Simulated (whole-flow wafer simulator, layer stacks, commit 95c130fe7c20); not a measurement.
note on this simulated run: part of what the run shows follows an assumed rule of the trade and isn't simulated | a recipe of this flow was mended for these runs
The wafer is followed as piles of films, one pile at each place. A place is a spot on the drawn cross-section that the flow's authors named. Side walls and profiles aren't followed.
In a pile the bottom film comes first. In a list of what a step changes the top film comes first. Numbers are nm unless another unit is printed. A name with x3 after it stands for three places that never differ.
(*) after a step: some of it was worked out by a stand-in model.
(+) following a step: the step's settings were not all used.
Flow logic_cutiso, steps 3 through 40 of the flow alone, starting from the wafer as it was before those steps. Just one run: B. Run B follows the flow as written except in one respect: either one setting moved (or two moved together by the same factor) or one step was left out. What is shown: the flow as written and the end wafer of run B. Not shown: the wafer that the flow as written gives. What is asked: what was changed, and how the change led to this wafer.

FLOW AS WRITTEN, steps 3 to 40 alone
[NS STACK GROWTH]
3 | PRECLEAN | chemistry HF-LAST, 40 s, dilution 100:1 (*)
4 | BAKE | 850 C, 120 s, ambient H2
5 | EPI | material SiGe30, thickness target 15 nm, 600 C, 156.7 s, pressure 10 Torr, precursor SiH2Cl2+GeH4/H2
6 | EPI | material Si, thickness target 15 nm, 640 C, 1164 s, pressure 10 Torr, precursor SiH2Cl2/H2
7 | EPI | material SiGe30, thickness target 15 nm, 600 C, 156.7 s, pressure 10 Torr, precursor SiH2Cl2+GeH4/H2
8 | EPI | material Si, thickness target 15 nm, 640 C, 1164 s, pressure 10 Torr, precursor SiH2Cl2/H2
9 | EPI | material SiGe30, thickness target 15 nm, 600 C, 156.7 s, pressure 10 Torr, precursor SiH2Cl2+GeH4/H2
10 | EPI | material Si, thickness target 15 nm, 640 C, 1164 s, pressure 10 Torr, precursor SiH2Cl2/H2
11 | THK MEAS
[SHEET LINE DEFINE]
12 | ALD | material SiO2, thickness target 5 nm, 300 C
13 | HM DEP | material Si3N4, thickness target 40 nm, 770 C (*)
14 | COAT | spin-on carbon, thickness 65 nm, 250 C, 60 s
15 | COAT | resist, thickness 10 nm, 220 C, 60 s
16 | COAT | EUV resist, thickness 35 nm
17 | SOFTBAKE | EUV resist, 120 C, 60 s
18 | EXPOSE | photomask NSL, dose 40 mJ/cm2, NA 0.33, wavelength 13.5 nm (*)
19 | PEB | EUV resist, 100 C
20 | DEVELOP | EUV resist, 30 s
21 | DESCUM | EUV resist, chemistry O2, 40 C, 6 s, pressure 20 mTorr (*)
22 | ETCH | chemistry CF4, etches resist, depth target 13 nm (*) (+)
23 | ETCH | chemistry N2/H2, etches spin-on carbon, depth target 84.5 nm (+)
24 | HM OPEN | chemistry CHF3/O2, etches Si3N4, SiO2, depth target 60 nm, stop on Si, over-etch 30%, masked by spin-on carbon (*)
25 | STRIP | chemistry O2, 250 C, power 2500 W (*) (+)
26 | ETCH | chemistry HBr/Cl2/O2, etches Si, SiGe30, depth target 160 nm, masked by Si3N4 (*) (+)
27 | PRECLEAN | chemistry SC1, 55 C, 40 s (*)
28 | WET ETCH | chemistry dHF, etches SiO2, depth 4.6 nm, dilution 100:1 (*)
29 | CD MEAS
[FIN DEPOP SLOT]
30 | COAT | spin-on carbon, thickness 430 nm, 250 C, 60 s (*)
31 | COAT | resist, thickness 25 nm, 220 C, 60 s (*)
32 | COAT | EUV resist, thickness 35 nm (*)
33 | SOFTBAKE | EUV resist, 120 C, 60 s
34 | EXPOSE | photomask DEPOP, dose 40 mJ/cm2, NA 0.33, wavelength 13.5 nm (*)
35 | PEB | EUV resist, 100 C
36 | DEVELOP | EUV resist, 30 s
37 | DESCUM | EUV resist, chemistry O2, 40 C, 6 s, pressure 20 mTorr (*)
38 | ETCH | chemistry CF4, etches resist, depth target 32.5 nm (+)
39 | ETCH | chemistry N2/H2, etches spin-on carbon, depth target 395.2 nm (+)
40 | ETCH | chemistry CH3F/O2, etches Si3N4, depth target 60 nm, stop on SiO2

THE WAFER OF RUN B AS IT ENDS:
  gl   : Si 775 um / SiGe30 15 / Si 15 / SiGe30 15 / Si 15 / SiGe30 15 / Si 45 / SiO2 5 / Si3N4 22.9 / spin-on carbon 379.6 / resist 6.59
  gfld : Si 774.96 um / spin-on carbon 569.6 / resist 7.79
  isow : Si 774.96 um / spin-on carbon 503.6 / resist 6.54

Cause: step 10, EPI: thickness target 45 nm was run, whereas the flow has thickness target 15 nm; step 10, EPI: 3493 s was run, where the flow has 1164 s.
The wafer itself shows it: gl has Si 45, and step 10 as written asks for 15 nm.

The path from the change to this, step by step:
  10 | EPI | material Si, thickness target 15 nm, 640 C, 1164 s, pressure 10 Torr, precursor SiH2Cl2/H2
      depop, dpovl, gfld and 19 more: +45 Si (new film) (in the flow as written it would be: +15 Si (new film))
  26 | ETCH | chemistry HBr/Cl2/O2, etches Si, SiGe30, depth target 160 nm, masked by Si3N4 (*) (+)
      dpovl, gfld, gxf, iso, isow, lnri, nsgap: -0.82 chemical SiO2 (all of it), -42 Si (all of it), -15 SiGe30 (all of it), -15 Si (all of it), -15 SiGe30 (all of it), -15 Si (all of it), -15 SiGe30 (all of it), -43 Si (in the flow as written it would be: -0.82 chemical SiO2 (all of it), -12 Si (all of it), -15 SiGe30 (all of it), -15 Si (all of it), -15 SiGe30 (all of it), -15 Si (all of it), -15 SiGe30 (all of it), -73 Si)
